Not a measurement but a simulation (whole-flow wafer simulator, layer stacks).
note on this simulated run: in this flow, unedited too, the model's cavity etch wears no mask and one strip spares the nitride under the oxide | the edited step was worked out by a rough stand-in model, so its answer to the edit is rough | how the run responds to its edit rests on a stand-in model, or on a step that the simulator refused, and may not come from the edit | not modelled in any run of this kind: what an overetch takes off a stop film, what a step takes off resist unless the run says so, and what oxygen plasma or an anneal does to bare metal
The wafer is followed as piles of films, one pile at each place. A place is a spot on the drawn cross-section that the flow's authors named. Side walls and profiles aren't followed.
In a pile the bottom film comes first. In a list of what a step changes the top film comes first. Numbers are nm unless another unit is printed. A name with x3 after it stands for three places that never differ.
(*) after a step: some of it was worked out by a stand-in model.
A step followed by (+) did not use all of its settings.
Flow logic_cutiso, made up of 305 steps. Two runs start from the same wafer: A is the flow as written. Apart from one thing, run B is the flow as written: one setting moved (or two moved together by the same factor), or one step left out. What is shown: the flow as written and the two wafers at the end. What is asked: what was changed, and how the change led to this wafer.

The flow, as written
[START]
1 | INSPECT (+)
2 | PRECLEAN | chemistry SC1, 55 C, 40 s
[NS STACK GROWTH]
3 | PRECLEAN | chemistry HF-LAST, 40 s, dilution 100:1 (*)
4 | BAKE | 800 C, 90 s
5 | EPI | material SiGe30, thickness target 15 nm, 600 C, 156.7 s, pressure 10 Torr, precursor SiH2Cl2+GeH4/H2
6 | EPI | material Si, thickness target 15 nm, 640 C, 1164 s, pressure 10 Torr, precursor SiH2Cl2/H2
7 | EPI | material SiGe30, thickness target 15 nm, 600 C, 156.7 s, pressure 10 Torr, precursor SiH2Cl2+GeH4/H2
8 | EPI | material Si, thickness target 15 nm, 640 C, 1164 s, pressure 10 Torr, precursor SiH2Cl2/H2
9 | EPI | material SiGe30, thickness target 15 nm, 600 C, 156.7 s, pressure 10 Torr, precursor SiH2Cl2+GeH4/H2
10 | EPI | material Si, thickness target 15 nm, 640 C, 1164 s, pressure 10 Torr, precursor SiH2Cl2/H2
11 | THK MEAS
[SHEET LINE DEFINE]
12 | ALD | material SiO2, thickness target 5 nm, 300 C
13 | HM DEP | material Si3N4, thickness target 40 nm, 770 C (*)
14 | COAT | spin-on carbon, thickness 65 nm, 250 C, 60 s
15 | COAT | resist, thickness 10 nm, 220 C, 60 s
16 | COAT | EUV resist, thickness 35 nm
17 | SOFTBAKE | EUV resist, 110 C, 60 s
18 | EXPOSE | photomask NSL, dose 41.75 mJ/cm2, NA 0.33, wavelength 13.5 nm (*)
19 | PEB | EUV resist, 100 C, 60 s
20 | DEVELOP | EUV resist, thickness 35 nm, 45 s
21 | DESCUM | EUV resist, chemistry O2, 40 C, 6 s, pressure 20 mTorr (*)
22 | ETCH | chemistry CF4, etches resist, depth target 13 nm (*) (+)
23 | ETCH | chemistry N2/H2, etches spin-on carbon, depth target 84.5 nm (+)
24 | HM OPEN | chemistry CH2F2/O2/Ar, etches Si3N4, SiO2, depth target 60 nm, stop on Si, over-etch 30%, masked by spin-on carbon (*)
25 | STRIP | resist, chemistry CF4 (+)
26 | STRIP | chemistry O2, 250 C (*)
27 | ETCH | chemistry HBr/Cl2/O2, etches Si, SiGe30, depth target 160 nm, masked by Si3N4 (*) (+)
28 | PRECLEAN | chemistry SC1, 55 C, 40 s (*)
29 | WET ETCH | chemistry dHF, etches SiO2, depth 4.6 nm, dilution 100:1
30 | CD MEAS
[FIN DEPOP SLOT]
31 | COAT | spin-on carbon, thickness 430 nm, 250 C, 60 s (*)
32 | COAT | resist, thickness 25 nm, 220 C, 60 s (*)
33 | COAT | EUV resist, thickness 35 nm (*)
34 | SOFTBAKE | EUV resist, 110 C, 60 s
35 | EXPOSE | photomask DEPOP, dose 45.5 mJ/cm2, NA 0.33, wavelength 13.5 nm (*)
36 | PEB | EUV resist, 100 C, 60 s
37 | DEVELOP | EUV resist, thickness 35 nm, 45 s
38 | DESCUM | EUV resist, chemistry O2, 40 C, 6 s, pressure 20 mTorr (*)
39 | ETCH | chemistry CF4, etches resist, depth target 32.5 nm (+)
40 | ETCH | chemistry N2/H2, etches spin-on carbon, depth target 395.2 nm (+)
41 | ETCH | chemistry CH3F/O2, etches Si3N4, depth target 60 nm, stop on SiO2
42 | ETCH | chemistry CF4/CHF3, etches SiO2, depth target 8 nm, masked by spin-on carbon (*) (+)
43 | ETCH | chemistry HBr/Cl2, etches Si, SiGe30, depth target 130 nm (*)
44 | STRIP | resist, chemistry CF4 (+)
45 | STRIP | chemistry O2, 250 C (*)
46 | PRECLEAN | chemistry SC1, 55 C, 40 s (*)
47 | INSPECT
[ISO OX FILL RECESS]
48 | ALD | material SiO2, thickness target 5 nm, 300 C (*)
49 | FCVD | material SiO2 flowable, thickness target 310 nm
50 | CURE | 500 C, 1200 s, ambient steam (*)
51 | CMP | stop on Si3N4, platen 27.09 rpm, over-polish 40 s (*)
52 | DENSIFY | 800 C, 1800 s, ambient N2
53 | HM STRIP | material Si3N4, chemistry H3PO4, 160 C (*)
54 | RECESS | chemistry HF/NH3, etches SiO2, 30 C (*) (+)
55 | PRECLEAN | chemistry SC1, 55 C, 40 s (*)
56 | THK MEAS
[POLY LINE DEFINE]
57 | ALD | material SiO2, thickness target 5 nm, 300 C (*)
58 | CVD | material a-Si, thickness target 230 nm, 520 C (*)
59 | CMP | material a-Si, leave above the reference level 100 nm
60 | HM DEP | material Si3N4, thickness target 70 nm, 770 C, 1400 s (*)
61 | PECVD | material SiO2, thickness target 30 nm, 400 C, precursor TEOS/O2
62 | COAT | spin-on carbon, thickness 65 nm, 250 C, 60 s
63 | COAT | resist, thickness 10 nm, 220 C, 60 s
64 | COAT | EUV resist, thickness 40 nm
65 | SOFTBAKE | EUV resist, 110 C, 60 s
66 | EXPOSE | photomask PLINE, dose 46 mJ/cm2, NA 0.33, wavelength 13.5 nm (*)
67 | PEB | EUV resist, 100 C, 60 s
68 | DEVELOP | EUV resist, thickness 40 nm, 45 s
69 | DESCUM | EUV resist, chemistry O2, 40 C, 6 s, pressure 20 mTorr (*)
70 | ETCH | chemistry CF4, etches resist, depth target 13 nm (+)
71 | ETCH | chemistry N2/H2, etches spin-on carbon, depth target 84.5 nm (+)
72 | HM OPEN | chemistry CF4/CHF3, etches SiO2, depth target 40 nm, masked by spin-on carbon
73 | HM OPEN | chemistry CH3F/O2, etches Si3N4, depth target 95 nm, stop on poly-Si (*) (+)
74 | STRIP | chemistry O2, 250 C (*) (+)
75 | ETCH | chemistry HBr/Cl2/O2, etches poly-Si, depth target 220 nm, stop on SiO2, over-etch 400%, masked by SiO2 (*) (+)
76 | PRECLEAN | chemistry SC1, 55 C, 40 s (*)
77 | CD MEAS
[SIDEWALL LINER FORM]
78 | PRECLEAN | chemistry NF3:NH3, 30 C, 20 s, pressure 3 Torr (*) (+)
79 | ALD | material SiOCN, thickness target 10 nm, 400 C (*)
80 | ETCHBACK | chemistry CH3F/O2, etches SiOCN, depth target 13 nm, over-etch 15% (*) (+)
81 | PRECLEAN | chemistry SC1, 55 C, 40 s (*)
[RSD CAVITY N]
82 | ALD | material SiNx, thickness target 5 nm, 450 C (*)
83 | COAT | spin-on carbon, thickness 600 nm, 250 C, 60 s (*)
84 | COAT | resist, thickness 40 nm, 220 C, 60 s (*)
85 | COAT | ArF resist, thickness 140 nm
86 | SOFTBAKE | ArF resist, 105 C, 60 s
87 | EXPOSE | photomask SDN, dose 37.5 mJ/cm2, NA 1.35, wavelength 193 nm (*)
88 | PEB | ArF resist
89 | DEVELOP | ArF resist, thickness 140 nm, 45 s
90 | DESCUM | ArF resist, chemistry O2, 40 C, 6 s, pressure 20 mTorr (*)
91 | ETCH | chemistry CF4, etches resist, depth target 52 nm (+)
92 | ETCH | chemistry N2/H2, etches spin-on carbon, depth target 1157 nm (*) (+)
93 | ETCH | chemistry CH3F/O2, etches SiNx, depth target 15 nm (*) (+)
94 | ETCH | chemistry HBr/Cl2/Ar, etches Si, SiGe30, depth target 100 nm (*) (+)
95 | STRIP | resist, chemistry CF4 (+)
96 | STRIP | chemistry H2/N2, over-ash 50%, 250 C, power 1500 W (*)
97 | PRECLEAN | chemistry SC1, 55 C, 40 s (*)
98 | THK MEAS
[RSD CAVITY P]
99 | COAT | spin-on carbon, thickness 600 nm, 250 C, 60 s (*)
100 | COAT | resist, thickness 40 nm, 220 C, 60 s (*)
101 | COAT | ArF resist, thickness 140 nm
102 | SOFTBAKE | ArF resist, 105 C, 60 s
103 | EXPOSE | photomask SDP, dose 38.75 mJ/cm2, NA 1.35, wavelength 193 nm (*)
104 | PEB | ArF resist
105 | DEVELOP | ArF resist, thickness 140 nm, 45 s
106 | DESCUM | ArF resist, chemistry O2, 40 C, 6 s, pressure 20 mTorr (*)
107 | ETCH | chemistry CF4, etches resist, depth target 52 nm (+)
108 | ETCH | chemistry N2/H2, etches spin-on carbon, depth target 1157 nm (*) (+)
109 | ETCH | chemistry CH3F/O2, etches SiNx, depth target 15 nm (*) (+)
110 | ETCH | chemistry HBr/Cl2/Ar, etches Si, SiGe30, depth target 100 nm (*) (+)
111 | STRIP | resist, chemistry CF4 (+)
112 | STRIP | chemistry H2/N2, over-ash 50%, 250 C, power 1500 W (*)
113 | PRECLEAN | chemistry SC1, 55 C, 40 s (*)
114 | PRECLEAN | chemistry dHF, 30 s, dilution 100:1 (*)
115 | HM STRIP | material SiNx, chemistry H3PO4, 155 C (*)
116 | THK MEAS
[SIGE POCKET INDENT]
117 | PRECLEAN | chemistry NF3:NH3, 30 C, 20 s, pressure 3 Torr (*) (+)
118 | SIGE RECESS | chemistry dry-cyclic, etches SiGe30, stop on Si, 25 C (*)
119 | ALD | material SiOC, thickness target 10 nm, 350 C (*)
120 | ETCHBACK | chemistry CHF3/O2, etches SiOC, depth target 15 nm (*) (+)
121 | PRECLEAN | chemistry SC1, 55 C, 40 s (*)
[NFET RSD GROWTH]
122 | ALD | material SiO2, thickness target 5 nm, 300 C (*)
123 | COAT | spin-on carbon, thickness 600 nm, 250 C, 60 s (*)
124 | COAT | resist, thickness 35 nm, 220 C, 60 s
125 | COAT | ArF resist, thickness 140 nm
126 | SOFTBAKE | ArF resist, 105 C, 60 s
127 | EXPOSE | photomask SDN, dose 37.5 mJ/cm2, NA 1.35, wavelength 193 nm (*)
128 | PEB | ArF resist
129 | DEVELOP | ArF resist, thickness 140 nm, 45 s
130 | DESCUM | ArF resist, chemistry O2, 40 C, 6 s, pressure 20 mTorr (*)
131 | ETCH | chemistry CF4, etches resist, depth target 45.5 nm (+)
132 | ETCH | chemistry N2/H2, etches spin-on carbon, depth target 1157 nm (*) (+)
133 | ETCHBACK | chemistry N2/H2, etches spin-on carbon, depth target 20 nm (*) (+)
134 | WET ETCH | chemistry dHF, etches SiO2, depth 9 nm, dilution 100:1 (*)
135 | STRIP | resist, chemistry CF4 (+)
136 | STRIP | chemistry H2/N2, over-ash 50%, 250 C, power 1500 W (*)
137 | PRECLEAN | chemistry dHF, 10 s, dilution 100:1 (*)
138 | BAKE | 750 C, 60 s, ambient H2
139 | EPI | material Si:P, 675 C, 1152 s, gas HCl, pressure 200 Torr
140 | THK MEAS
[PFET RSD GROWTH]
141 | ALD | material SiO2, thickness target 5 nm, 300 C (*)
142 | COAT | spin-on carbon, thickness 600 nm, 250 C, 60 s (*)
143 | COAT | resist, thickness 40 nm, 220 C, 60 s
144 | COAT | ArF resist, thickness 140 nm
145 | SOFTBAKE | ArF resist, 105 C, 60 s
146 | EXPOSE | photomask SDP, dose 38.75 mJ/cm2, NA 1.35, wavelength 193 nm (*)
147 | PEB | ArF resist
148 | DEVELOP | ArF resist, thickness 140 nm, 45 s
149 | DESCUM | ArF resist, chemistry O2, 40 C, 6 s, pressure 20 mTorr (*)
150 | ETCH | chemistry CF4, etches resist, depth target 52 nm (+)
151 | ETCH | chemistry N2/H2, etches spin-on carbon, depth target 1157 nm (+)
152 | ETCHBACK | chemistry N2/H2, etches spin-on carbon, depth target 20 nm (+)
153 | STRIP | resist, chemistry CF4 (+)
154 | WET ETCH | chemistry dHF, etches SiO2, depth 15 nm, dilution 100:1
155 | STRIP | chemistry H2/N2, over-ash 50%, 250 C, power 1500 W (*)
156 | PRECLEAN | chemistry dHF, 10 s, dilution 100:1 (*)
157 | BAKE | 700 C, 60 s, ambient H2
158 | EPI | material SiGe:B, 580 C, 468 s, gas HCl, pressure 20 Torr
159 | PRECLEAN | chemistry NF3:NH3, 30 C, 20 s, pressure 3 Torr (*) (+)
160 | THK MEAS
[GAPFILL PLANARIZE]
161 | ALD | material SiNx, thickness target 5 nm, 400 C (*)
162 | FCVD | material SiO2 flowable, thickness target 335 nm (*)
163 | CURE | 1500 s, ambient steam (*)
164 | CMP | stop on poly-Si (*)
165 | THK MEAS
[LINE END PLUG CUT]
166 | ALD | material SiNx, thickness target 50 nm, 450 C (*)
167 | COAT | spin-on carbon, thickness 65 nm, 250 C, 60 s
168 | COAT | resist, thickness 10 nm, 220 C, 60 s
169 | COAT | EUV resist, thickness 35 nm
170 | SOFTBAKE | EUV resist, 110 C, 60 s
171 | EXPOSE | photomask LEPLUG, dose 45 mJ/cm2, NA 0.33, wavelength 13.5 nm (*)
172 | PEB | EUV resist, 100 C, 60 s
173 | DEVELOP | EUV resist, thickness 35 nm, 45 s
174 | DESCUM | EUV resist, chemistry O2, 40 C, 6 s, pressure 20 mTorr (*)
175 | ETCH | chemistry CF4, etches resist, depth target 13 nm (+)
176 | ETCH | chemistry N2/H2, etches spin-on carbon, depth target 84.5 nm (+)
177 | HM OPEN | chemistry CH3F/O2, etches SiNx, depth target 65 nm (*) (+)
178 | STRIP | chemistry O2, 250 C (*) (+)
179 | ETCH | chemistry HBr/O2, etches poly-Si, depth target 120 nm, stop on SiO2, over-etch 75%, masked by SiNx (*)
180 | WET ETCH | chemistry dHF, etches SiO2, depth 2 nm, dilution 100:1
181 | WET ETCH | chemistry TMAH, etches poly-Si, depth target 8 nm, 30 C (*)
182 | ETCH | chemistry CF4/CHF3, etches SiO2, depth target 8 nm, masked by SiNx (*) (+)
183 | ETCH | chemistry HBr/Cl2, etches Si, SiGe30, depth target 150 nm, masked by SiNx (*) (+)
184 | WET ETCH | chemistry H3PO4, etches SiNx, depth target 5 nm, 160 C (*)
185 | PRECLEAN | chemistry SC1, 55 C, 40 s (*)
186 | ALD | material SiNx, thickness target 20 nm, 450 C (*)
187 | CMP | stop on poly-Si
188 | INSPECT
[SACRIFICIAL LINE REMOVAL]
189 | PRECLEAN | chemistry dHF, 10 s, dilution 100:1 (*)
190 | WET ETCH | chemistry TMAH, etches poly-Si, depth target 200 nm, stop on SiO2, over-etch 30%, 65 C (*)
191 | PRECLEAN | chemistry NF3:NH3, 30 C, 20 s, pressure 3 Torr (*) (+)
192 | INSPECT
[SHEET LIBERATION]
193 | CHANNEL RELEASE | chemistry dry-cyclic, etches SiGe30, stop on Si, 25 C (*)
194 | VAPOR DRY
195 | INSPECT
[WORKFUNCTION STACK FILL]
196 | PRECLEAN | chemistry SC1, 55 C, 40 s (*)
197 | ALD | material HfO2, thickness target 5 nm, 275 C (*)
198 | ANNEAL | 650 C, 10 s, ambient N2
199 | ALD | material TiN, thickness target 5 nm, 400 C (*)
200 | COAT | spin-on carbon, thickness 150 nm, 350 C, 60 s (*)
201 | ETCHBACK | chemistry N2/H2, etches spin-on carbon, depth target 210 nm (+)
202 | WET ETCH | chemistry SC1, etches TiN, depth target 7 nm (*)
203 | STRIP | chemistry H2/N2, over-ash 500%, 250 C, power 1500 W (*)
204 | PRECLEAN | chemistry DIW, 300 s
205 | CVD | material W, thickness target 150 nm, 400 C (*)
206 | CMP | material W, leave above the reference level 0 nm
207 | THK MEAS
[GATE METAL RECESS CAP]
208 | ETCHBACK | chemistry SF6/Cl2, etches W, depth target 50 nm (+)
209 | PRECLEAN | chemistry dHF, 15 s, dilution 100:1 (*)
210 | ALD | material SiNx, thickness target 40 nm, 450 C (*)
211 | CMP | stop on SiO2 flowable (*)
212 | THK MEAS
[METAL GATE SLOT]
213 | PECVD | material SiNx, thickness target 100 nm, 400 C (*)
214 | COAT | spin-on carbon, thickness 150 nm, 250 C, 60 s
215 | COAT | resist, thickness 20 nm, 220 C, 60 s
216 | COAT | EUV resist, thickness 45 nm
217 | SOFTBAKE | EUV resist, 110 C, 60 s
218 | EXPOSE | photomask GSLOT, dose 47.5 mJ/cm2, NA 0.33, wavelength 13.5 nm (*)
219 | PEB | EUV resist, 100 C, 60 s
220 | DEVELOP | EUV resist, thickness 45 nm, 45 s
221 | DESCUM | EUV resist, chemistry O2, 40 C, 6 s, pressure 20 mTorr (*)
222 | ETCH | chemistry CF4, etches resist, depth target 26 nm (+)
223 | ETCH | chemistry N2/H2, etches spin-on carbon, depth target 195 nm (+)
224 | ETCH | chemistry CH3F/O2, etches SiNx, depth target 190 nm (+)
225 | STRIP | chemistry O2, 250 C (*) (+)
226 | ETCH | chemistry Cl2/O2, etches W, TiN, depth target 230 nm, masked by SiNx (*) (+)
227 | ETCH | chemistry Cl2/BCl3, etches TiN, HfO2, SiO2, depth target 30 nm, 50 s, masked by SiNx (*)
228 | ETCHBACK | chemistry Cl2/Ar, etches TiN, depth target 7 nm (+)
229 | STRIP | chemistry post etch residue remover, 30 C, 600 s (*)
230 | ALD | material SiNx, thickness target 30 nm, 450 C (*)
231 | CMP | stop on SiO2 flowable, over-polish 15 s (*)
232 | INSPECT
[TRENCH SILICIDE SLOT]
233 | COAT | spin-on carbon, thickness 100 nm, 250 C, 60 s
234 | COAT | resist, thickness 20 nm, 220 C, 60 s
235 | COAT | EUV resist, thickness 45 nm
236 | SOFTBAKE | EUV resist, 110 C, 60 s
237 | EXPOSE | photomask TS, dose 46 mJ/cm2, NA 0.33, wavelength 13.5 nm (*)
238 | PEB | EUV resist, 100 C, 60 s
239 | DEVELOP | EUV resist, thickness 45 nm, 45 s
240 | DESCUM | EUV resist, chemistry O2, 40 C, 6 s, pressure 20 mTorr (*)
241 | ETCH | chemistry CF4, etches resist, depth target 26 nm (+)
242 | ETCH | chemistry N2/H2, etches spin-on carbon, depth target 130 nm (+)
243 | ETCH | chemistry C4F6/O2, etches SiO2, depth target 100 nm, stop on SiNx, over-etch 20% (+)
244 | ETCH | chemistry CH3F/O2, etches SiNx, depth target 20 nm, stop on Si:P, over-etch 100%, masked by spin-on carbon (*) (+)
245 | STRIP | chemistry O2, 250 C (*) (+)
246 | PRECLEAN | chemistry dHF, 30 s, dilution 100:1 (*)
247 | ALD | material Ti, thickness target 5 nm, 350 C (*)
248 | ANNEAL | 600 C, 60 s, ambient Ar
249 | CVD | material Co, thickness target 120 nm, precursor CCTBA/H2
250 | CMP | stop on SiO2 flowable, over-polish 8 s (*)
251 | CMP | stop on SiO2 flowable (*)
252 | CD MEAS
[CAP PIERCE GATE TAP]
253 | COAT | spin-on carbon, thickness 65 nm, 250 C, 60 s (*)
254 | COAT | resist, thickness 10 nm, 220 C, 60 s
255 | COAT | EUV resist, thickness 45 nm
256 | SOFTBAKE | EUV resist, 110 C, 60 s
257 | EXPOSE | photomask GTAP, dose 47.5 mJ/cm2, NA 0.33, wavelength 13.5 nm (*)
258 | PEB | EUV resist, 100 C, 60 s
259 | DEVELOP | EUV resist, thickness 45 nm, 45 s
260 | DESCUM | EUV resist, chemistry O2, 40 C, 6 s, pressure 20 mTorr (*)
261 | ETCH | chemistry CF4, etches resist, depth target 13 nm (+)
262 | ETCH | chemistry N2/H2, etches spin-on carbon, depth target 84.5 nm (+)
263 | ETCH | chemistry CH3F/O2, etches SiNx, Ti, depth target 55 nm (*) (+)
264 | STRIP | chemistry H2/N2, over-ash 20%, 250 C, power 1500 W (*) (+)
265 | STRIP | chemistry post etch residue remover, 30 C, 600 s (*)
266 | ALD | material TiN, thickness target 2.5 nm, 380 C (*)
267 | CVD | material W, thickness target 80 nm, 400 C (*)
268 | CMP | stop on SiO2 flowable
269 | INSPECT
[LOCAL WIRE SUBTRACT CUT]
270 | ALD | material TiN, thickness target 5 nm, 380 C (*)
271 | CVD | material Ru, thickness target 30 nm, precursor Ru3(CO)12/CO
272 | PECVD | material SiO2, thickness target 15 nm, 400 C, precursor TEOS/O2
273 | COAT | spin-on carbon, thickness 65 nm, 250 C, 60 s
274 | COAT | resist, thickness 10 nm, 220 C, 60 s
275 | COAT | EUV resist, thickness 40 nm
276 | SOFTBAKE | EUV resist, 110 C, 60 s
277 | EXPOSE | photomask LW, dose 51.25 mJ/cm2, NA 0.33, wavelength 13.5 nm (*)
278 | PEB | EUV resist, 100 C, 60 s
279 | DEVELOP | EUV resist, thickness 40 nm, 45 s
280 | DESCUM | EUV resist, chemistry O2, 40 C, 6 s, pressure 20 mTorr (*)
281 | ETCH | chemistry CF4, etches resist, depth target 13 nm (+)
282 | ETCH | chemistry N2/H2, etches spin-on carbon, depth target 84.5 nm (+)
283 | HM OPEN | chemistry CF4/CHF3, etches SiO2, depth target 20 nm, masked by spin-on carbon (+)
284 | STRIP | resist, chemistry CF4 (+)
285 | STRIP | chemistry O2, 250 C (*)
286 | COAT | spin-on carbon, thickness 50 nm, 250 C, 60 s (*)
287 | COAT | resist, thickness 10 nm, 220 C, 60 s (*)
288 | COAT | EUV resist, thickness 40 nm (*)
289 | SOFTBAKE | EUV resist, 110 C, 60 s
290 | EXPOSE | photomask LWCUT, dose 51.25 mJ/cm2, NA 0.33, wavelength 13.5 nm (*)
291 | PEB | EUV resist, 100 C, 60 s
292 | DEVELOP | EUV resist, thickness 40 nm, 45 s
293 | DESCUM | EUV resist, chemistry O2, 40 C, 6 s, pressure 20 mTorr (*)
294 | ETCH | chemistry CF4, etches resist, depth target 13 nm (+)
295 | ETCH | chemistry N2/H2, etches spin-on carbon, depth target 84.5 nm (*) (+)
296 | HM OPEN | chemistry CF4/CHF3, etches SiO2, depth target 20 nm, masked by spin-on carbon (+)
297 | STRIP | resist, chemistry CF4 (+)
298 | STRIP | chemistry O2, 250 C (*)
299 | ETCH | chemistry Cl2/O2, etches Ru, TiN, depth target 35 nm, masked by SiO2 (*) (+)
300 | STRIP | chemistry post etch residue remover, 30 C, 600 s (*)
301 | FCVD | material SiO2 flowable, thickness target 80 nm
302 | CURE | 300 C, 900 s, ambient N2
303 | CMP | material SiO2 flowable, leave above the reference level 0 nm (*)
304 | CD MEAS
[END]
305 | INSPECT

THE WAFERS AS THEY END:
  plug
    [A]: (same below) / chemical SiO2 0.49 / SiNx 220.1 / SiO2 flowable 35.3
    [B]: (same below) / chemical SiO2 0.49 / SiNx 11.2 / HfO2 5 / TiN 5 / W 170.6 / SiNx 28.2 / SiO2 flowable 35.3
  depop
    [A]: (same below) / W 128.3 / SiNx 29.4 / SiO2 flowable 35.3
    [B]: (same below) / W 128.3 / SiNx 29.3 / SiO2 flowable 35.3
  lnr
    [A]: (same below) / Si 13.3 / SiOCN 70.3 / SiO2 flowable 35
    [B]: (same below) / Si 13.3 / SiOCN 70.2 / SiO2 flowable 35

Cause: step 186, ALD: thickness target 13 nm was run, while the flow as written has thickness target 20 nm.

Step by step, how the change led to this:
  186 | ALD | material SiNx, thickness target 20 nm, 450 C (*)
      depop, dpovl, gfld and 18 more: A SiNx gains 20 | B SiNx gains 13
      plug: A SiNx gains 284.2 (new film) | B SiNx gains 13 (new film)
  187 | CMP | stop on poly-Si
      plug: A SiNx loses 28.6 | B nothing
      depop, dpovl, gfld and 18 more: A SiNx loses 28.6 (all of it) | B SiNx loses 21.6 (all of it)
  200 | COAT | spin-on carbon, thickness 150 nm, 350 C, 60 s (*)
      lnr, lnrp: A spin-on carbon gains 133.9 (new film) | B spin-on carbon gains 129.8 (new film)
      iso: A spin-on carbon gains 145.4 (new film) | B spin-on carbon gains 142 (new film)
      (as well as at 7 more places)
  201 | ETCHBACK | chemistry N2/H2, etches spin-on carbon, depth target 210 nm (+)
      plug: A spin-on carbon loses 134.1 (all of it) | B spin-on carbon loses 210
      lnr, lnrp: A spin-on carbon loses 133.9 (all of it) | B spin-on carbon loses 129.8 (all of it)
      (as well as at 7 more places)
  202 | WET ETCH | chemistry SC1, etches TiN, depth target 7 nm (*)
      plug: A TiN loses 5 (all of it) | B spin-on carbon loses 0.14
  203 | STRIP | chemistry H2/N2, over-ash 500%, 250 C, power 1500 W (*)
      plug: A nothing | B spin-on carbon loses 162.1 (all of it)
      gxn, gxp: A spin-on carbon loses 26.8 (all of it) | B spin-on carbon loses 23.3 (all of it)
      (as well as at 5 more places)
  205 | CVD | material W, thickness target 150 nm, 400 C (*)
      plug: A W gains 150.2 (new film) | B W gains 387.8 (new film)
  206 | CMP | material W, leave above the reference level 0 nm
      plug: A W loses 150.2 (all of it), HfO2 loses 5 (all of it), SiNx loses 12 | B W loses 167.2
  208 | ETCHBACK | chemistry SF6/Cl2, etches W, depth target 50 nm (+)
      plug: A SiNx loses 12.5 | B W loses 50
  210 | ALD | material SiNx, thickness target 40 nm, 450 C (*)
      plug: A SiNx gains 42.5 | B SiNx gains 82.6 (new film)
  211 | CMP | stop on SiO2 flowable (*)
      plug: A SiNx loses 40.3 | B SiNx loses 43.2
With metal films that touch counted as one body, plug has 1 body; the flow as written gives 0 bodies.
